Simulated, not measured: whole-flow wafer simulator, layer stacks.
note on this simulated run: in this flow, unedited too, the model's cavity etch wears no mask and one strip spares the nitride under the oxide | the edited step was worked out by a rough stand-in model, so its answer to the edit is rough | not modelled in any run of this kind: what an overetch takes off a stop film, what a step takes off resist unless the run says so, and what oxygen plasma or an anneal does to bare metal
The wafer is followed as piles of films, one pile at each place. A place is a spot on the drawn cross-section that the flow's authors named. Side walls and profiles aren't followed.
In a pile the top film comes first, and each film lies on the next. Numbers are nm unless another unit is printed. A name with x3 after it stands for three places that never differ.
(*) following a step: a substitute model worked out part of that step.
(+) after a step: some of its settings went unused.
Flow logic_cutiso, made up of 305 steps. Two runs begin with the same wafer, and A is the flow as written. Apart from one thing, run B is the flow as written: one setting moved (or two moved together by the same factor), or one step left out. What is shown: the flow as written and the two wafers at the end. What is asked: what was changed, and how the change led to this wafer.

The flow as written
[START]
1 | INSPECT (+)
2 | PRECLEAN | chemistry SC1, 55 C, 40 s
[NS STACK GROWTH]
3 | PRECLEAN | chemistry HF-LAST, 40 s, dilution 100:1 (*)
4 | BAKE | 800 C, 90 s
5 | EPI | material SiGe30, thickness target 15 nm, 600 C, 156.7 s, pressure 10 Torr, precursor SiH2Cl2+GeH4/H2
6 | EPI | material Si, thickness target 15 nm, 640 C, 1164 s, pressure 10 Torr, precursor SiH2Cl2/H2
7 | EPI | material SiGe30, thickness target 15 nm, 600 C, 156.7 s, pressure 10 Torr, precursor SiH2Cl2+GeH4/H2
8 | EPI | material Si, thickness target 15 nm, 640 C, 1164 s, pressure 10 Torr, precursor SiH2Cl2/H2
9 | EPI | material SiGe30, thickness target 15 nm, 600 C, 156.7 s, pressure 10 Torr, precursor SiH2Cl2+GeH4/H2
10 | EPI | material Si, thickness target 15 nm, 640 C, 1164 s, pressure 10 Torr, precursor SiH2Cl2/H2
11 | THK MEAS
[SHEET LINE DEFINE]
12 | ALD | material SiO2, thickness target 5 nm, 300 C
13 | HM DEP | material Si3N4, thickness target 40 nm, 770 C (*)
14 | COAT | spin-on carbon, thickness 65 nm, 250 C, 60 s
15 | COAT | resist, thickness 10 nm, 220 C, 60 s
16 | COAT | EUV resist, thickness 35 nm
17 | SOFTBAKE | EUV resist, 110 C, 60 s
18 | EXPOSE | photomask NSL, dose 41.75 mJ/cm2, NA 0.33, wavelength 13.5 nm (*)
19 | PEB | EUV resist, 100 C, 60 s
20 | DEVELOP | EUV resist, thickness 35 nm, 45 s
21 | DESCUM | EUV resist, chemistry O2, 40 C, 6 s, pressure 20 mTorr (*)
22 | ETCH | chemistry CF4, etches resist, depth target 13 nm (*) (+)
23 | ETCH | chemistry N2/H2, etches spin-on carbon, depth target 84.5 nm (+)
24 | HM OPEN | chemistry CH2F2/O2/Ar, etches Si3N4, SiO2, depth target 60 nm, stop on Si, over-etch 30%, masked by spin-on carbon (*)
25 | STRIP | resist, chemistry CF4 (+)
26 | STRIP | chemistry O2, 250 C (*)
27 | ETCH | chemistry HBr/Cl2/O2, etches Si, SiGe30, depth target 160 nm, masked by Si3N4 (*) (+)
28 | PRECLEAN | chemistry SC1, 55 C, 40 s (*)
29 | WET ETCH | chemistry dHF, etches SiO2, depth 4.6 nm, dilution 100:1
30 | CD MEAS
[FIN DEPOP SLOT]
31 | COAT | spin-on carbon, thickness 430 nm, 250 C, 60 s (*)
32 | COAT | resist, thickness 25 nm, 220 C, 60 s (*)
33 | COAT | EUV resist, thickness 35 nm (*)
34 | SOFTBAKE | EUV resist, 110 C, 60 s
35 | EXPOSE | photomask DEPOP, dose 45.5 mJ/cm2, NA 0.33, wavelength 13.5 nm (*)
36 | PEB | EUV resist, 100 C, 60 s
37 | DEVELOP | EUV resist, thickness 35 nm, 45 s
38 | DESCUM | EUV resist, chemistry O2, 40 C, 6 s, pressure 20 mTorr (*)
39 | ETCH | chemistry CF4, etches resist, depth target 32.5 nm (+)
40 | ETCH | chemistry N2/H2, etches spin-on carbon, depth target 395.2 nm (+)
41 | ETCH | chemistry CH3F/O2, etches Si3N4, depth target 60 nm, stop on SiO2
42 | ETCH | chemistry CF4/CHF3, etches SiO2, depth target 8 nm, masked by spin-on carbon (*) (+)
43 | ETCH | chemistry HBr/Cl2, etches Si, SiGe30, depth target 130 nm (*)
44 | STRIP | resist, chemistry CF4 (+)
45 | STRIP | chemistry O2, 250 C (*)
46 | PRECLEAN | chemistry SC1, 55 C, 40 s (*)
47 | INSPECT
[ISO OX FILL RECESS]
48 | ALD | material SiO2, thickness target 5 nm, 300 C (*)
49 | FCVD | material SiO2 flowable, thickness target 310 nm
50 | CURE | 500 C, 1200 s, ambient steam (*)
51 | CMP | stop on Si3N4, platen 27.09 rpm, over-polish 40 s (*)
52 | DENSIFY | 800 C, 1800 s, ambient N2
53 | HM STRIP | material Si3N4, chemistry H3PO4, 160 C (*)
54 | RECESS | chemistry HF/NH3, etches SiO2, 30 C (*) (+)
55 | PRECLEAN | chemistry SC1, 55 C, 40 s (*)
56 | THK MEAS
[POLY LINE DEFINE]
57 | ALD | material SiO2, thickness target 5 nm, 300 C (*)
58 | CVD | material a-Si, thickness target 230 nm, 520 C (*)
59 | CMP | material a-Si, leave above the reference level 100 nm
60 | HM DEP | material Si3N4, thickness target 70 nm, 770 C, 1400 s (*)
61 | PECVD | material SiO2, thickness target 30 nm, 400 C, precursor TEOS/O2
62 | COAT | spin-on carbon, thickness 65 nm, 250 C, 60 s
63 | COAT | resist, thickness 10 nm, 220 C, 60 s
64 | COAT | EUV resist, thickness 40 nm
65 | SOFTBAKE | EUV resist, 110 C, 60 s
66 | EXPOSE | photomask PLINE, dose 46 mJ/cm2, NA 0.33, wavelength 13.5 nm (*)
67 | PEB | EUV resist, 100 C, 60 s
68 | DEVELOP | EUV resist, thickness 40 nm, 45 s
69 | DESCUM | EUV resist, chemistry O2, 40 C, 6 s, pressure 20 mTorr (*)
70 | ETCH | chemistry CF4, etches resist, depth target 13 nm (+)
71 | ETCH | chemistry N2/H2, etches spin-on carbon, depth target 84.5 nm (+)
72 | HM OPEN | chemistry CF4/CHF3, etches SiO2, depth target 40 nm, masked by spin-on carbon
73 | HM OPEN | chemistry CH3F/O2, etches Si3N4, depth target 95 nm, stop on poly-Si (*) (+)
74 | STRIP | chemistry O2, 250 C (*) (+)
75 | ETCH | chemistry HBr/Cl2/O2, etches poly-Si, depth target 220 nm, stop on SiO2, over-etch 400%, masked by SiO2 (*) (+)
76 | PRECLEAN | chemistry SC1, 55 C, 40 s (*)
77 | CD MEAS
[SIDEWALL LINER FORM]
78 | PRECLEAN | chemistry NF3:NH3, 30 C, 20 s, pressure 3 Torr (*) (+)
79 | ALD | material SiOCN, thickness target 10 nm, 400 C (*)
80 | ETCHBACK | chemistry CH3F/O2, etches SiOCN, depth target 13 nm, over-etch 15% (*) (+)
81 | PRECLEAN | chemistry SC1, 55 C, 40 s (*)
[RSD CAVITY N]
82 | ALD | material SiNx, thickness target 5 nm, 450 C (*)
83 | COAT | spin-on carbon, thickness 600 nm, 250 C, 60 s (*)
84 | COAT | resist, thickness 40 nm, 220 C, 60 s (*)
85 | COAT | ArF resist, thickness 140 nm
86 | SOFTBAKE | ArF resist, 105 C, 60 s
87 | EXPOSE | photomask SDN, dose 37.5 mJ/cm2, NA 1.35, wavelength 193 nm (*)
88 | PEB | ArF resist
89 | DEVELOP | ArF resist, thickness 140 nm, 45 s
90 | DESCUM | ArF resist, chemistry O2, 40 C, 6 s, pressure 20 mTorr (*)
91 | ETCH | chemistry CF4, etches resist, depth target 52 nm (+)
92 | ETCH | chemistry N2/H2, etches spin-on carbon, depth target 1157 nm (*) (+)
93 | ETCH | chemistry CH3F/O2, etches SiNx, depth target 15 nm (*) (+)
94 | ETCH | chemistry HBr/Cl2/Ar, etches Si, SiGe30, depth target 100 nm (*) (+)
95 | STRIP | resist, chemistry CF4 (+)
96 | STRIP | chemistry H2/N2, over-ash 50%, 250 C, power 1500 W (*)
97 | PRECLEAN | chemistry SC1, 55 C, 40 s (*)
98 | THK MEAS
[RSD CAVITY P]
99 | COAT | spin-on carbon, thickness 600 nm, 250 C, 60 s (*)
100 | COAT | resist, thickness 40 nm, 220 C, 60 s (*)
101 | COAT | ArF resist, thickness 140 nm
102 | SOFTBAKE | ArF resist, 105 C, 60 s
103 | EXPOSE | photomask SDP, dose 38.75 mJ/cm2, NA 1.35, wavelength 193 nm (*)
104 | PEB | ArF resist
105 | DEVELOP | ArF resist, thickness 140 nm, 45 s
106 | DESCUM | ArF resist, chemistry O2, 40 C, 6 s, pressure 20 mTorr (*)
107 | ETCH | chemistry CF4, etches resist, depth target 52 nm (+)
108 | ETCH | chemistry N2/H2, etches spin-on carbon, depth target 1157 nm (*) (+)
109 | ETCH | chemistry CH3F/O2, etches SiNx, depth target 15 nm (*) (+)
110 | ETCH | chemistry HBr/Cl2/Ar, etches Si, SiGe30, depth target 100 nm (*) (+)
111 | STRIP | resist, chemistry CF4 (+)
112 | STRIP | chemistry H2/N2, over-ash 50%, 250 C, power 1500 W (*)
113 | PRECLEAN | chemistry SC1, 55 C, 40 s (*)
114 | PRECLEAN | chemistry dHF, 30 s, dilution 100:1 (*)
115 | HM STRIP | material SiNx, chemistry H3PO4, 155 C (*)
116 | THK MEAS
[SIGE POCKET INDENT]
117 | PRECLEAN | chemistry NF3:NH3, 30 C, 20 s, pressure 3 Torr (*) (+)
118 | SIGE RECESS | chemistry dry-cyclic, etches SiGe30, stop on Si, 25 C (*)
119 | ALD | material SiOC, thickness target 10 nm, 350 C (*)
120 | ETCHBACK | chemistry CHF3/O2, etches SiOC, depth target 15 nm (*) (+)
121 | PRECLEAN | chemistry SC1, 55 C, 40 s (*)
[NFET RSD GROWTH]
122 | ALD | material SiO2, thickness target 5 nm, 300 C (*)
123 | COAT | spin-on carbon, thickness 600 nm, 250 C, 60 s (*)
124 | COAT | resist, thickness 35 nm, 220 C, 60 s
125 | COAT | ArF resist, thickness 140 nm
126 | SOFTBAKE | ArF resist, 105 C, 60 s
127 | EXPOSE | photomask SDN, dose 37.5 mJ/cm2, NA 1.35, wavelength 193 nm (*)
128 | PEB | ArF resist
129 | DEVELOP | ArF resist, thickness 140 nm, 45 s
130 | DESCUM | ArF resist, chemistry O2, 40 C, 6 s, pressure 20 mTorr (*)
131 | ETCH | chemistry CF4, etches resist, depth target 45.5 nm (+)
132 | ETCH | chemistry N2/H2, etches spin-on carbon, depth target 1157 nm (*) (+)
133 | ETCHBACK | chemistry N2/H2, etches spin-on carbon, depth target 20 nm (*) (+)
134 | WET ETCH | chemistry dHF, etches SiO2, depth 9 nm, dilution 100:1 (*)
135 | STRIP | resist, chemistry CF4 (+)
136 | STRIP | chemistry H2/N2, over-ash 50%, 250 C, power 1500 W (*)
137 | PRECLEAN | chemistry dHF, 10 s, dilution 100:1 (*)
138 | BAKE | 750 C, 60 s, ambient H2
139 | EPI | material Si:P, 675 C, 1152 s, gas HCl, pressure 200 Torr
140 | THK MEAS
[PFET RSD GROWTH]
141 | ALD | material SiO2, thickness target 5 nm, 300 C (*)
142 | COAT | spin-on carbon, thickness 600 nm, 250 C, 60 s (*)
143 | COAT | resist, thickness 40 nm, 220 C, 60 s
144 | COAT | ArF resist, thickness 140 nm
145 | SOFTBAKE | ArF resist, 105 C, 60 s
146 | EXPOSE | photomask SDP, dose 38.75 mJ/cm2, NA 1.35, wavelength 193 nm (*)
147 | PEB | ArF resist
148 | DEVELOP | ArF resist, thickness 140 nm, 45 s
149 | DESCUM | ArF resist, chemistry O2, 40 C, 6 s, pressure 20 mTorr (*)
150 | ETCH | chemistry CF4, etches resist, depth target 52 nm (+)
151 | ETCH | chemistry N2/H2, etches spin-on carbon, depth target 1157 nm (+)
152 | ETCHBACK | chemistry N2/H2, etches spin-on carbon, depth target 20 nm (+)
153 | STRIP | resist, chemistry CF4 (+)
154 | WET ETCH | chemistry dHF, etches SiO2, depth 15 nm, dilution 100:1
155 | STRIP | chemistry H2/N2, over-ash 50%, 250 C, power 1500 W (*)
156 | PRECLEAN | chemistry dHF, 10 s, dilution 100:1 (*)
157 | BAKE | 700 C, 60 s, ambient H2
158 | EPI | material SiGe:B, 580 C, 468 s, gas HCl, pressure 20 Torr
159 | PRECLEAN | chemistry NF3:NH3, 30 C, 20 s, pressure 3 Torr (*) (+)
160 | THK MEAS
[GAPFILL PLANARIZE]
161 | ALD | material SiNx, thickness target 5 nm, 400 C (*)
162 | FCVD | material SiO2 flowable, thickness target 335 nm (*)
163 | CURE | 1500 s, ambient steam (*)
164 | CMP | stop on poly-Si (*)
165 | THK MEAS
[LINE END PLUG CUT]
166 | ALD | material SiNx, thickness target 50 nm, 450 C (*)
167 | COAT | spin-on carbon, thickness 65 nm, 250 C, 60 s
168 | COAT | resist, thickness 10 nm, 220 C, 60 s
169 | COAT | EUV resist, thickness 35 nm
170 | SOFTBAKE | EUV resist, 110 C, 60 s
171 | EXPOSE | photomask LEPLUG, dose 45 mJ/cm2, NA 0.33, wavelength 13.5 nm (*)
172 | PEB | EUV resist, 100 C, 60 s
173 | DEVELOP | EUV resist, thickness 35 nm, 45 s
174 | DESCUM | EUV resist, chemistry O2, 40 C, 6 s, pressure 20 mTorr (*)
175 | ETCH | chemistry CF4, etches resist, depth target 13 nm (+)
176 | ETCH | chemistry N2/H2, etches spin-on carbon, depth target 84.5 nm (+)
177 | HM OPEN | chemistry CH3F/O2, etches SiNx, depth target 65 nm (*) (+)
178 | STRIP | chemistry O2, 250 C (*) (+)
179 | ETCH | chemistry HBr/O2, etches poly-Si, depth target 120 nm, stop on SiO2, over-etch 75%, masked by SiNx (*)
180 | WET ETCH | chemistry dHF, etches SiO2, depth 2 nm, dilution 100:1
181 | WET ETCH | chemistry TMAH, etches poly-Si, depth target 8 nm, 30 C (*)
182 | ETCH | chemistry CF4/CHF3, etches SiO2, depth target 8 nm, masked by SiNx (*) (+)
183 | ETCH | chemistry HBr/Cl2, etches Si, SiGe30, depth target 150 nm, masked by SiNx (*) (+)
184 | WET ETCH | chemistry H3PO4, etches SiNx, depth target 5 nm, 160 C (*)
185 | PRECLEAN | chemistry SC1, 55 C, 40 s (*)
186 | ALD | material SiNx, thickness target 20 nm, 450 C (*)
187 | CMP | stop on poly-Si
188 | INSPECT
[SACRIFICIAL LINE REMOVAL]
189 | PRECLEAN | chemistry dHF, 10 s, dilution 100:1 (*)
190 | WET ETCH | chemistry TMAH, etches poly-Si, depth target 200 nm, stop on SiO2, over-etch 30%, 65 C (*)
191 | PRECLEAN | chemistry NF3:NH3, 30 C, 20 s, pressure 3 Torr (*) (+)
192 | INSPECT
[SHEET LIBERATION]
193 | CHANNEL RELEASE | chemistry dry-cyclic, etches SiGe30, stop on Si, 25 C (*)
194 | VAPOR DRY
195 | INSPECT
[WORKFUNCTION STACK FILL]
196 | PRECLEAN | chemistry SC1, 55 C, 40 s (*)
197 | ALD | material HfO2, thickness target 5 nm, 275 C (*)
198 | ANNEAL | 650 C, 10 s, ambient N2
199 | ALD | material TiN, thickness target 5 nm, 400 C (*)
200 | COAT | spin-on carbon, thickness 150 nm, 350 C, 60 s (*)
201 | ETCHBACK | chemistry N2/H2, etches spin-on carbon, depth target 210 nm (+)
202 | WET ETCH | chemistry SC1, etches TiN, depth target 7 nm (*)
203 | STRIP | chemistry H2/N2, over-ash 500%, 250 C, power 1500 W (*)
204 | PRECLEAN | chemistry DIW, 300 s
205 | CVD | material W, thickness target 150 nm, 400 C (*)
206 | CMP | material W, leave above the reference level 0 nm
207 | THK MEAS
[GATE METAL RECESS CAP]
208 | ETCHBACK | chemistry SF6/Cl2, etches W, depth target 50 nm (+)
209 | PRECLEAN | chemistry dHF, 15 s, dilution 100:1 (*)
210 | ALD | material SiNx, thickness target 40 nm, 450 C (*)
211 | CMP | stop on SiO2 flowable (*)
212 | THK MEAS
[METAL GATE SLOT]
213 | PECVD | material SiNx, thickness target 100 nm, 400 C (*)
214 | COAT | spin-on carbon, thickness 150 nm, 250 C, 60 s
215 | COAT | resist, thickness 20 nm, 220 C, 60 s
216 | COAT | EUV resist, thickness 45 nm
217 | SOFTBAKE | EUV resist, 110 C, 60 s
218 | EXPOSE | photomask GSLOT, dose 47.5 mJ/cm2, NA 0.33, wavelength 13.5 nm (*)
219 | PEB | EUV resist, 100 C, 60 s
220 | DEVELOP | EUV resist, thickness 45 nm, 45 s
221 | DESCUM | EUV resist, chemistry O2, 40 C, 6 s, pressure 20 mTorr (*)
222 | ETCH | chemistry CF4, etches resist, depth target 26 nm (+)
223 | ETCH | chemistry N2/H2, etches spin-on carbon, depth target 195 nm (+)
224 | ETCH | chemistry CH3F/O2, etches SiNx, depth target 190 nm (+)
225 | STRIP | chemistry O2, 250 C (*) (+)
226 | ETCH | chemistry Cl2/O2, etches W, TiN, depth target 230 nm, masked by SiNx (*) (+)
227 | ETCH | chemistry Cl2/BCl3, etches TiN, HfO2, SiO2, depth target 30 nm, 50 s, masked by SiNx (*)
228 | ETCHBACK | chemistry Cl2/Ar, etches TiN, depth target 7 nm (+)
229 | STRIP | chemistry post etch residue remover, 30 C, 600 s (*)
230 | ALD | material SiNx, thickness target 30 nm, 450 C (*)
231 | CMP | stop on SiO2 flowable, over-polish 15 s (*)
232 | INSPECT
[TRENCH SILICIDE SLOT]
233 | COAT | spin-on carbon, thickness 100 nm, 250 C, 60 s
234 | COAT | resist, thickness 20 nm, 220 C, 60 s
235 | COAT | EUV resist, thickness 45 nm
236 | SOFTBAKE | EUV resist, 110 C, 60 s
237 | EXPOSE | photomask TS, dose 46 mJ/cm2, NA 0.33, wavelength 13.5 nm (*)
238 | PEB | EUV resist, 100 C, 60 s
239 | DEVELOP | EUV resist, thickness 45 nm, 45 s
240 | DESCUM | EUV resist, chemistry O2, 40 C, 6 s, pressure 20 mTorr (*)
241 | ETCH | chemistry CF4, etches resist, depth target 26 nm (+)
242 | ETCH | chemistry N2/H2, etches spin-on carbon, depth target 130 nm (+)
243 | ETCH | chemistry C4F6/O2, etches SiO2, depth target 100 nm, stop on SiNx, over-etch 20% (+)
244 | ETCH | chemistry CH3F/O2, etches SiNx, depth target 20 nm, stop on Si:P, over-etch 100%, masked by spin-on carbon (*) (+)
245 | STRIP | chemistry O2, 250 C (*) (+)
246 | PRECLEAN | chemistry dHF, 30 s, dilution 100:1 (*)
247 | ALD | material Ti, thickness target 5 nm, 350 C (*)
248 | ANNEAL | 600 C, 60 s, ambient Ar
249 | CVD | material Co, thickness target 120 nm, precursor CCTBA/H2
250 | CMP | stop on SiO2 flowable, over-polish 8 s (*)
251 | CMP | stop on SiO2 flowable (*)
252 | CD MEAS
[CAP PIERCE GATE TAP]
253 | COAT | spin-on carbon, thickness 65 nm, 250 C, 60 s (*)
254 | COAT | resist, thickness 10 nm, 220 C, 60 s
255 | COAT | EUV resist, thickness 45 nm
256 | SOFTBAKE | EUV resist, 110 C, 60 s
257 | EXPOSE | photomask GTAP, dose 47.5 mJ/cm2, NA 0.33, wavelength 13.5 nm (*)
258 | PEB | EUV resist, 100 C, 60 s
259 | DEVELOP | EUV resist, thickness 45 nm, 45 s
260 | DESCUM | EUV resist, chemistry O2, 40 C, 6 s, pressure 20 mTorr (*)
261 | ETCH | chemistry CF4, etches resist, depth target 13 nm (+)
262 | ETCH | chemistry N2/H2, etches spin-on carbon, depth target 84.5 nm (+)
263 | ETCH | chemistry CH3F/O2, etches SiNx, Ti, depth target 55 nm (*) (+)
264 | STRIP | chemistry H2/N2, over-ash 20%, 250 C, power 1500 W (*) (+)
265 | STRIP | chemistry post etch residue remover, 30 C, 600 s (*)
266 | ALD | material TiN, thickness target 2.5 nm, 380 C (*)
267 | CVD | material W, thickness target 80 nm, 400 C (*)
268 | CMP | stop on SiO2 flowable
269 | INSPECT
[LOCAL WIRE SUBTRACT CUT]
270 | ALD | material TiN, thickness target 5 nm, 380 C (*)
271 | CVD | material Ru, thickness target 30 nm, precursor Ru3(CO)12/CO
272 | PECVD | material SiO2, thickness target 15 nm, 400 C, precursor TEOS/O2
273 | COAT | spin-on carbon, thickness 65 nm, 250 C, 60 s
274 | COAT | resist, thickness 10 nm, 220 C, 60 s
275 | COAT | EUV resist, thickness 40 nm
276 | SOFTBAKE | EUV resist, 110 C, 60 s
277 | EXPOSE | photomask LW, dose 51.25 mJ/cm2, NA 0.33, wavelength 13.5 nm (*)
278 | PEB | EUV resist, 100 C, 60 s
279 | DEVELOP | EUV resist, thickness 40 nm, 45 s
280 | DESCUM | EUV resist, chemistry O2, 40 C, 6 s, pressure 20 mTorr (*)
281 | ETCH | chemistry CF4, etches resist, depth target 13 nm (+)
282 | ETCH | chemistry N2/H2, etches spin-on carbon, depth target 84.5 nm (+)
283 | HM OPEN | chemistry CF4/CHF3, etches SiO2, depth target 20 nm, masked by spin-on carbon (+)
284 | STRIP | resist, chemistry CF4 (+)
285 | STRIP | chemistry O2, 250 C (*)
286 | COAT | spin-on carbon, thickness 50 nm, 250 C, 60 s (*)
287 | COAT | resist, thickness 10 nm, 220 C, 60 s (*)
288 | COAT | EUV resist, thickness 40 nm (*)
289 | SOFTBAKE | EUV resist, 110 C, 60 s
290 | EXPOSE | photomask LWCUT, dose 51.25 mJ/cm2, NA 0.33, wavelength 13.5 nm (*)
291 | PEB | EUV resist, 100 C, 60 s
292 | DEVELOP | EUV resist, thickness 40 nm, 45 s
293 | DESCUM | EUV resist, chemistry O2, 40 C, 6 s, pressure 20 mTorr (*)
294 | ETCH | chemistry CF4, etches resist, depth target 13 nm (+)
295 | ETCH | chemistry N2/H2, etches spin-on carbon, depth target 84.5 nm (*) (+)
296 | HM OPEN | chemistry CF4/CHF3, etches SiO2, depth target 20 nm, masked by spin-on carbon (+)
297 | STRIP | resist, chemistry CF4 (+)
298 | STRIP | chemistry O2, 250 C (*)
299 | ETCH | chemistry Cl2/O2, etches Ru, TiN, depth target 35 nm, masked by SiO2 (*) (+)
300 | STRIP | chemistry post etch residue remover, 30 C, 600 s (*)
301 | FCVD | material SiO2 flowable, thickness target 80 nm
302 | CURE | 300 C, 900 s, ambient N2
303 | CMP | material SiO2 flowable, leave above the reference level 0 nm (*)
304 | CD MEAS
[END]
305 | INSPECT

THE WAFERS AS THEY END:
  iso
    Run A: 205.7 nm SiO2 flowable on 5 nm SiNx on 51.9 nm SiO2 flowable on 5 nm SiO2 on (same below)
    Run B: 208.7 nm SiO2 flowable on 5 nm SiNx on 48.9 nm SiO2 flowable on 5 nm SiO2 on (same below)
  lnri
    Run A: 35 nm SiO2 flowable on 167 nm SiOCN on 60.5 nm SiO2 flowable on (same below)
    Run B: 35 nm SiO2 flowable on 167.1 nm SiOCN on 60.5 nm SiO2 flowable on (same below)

The reason: step 119, ALD: thickness target 7 nm was run, though the flow has thickness target 10 nm.

The path from the change to this, step by step:
  119 | ALD | material SiOC, thickness target 10 nm, 350 C (*)
      depop, dpovl, gfld and 14 more: A +10 SiOC (new film) | B +7 SiOC (new film)
      lnr, lnrp, lnrt: A +10 SiOC (new film), +16 SiOC (new film), -16 cavity (all of it), +16 SiOC (new film), -16 cavity (all of it), +16 SiOC (new film), -16 cavity (all of it) | B +7 SiOC (new film), +16 SiOC (new film), -16 cavity (all of it), +16 SiOC (new film), -16 cavity (all of it), +16 SiOC (new film), -16 cavity (all of it)
      (also at 2 further places)
  120 | ETCHBACK | chemistry CHF3/O2, etches SiOC, depth target 15 nm (*) (+)
      gxn: A -11 SiOC (all of it), -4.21 SiO2 (all of it) | B -7.35 SiOC (all of it), -4.21 SiO2 (all of it), -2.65 Si3N4
      gxp: A -11 SiOC (all of it), -4.25 SiO2 (all of it) | B -7.32 SiOC (all of it), -4.25 SiO2 (all of it), -2.64 Si3N4
      (also at 20 further places)
  141 | ALD | material SiO2, thickness target 5 nm, 300 C (*)
      gxn: A +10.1 SiO2 (new film) | B +11.3 SiO2 (new film)
      gxp: A +5 SiO2 | B +5.63 SiO2
  153 | STRIP | resist, chemistry CF4 (+)
      gxp: A -3.06 SiO2 (all of it) | B -3.92 SiO2 (all of it)
  164 | CMP | stop on poly-Si (*)
      depop, dpovl, isow, ns, nsgap: A -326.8 SiO2 flowable (all of it), -5 SiNx (all of it), -4.13 SiO2 (all of it), -70 Si3N4 (all of it) | B -326.8 SiO2 flowable (all of it), -5 SiNx (all of it), -1.13 SiO2 (all of it), -70 Si3N4 (all of it)
      gfld, gxf: A -251.9 SiO2 flowable (all of it), -5 SiNx (all of it), -4.13 SiO2 (all of it), -70 Si3N4 (all of it) | B -253.6 SiO2 flowable (all of it), -5 SiNx (all of it), -1.13 SiO2 (all of it), -70 Si3N4 (all of it)
      (also at 8 further places)
